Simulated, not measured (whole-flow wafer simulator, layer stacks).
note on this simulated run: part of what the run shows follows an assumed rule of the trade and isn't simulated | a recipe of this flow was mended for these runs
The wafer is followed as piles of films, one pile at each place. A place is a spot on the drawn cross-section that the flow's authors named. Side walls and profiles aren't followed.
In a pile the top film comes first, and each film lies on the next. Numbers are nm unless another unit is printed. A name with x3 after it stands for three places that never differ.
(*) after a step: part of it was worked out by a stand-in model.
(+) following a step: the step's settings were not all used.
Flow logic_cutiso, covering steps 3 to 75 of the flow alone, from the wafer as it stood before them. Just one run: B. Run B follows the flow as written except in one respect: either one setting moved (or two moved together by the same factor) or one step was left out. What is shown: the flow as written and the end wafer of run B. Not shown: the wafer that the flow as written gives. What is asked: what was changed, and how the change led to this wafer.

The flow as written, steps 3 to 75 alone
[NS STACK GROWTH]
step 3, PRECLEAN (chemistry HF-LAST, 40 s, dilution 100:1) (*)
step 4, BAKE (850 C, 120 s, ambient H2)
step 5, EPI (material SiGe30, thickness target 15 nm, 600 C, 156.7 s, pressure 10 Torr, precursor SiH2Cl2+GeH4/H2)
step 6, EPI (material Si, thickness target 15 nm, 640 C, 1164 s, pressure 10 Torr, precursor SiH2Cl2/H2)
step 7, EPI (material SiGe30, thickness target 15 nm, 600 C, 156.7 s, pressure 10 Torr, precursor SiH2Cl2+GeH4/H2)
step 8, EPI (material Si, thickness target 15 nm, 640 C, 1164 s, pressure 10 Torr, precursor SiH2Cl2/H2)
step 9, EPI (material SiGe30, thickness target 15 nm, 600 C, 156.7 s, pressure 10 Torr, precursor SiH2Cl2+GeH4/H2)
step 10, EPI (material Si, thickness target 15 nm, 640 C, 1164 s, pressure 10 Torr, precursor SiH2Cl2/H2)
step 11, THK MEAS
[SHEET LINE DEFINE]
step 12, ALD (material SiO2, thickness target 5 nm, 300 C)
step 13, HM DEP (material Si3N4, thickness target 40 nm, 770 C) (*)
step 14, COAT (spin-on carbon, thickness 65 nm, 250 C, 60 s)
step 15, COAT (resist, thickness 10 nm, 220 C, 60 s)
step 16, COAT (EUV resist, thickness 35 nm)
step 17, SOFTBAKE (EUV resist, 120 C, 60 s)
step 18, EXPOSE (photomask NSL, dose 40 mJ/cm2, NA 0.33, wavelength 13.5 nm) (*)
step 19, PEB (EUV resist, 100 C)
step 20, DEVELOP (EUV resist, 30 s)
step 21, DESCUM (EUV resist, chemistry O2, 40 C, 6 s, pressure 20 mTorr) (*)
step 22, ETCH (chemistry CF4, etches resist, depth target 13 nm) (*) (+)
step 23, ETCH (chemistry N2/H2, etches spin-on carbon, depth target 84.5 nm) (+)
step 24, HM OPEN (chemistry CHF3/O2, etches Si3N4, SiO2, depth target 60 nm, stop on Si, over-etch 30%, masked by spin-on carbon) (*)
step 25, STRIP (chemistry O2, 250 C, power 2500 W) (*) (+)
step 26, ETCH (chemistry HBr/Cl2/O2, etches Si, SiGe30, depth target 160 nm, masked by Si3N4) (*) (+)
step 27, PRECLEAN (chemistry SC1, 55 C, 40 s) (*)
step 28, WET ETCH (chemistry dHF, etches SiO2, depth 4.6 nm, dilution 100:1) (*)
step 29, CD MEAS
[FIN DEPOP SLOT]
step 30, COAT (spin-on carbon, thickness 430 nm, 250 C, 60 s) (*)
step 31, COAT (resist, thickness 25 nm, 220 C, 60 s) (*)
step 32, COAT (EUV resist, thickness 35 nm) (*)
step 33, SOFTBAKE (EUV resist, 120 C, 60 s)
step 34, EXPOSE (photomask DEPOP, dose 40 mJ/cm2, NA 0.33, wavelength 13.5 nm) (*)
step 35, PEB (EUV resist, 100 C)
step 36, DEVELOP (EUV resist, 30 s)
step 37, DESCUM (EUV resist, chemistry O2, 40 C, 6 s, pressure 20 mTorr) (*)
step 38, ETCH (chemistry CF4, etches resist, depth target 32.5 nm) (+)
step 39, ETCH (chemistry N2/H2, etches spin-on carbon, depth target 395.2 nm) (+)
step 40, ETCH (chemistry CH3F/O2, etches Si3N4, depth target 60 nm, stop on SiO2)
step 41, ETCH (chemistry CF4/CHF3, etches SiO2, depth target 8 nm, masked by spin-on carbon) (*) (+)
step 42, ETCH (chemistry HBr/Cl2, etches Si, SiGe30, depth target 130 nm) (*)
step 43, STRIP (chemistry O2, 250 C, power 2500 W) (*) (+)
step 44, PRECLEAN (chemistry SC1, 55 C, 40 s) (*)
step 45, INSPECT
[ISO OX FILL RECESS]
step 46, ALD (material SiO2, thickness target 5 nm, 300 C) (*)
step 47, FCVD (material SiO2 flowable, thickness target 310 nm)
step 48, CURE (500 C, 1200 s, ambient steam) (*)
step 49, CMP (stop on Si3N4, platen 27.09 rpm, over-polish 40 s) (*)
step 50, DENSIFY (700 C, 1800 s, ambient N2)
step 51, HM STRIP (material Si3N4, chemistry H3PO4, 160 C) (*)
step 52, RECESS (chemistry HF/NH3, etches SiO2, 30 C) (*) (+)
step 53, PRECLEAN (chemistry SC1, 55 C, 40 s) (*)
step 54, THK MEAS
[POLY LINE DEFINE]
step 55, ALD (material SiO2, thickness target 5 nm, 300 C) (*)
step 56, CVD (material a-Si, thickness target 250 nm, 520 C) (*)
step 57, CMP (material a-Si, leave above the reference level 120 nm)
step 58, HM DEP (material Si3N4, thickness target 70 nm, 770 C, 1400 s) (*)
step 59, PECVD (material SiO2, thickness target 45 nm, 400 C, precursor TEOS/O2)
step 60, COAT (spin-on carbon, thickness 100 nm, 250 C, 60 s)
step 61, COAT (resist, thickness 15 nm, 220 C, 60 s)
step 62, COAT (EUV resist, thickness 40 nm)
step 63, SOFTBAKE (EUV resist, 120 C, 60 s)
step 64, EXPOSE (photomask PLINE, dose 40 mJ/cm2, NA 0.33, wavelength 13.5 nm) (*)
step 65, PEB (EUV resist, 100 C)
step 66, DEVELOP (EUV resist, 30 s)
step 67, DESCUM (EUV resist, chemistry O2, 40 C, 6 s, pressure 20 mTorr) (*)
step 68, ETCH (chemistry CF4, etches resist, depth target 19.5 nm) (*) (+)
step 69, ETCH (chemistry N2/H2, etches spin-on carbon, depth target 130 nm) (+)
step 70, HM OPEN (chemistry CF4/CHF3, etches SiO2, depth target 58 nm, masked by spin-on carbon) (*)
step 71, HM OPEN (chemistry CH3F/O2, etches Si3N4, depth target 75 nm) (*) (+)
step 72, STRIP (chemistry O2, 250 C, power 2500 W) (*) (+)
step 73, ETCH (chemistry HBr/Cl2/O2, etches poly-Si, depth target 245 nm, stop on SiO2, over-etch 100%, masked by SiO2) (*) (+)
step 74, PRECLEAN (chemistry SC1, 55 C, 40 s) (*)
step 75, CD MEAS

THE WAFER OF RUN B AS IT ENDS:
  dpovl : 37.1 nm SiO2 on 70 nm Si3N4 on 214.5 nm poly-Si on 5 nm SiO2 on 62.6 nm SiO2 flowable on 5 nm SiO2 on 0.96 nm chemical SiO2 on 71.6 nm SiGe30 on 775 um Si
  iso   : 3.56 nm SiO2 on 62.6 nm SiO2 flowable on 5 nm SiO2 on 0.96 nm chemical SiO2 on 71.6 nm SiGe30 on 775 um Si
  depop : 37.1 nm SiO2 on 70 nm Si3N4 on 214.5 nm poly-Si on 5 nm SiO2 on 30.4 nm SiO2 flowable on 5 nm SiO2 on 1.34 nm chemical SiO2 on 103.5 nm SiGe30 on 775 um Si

The reason: step 5, EPI: 735 C was run, though the flow has 600 C.

The path from the change to this, step by step:
  step 5, EPI (material SiGe30, thickness target 15 nm, 600 C, 156.7 s, pressure 10 Torr, precursor SiH2Cl2+GeH4/H2)
      depop, dpovl, gfld and 19 more: SiGe30 gains 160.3 (new film) (in the flow as written it would be: SiGe30 gains 15 (new film))
  step 26, ETCH (chemistry HBr/Cl2/O2, etches Si, SiGe30, depth target 160 nm, masked by Si3N4) (*) (+)
      dpovl, gfld, gxf, iso, isow, lnri, nsgap: chemical SiO2 loses 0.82 (all of it), Si loses 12 (all of it), SiGe30 loses 15 (all of it), Si loses 15 (all of it), SiGe30 loses 15 (all of it), Si loses 15 (all of it), SiGe30 loses 88 (in the flow as written it would be: chemical SiO2 loses 0.82 (all of it), Si loses 12 (all of it), SiGe30 loses 15 (all of it), Si loses 15 (all of it), SiGe30 loses 15 (all of it), Si loses 15 (all of it), SiGe30 loses 15 (all of it), Si loses 73)
  step 42, ETCH (chemistry HBr/Cl2, etches Si, SiGe30, depth target 130 nm) (*)
      depop: Si loses 13.8 (all of it), SiGe30 loses 15 (all of it), Si loses 15 (all of it), SiGe30 loses 15 (all of it), Si loses 15 (all of it), SiGe30 loses 56.2 (in the flow as written it would be: Si loses 13.8 (all of it), SiGe30 loses 15 (all of it), Si loses 15 (all of it), SiGe30 loses 15 (all of it), Si loses 15 (all of it), SiGe30 loses 15 (all of it), Si loses 41.2)
  step 43, STRIP (chemistry O2, 250 C, power 2500 W) (*) (+)
      depop: chemical SiO2 gains 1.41 (new film), SiGe30 loses 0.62 (in the flow as written it would be: chemical SiO2 gains 1.04 (new film), Si loses 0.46)
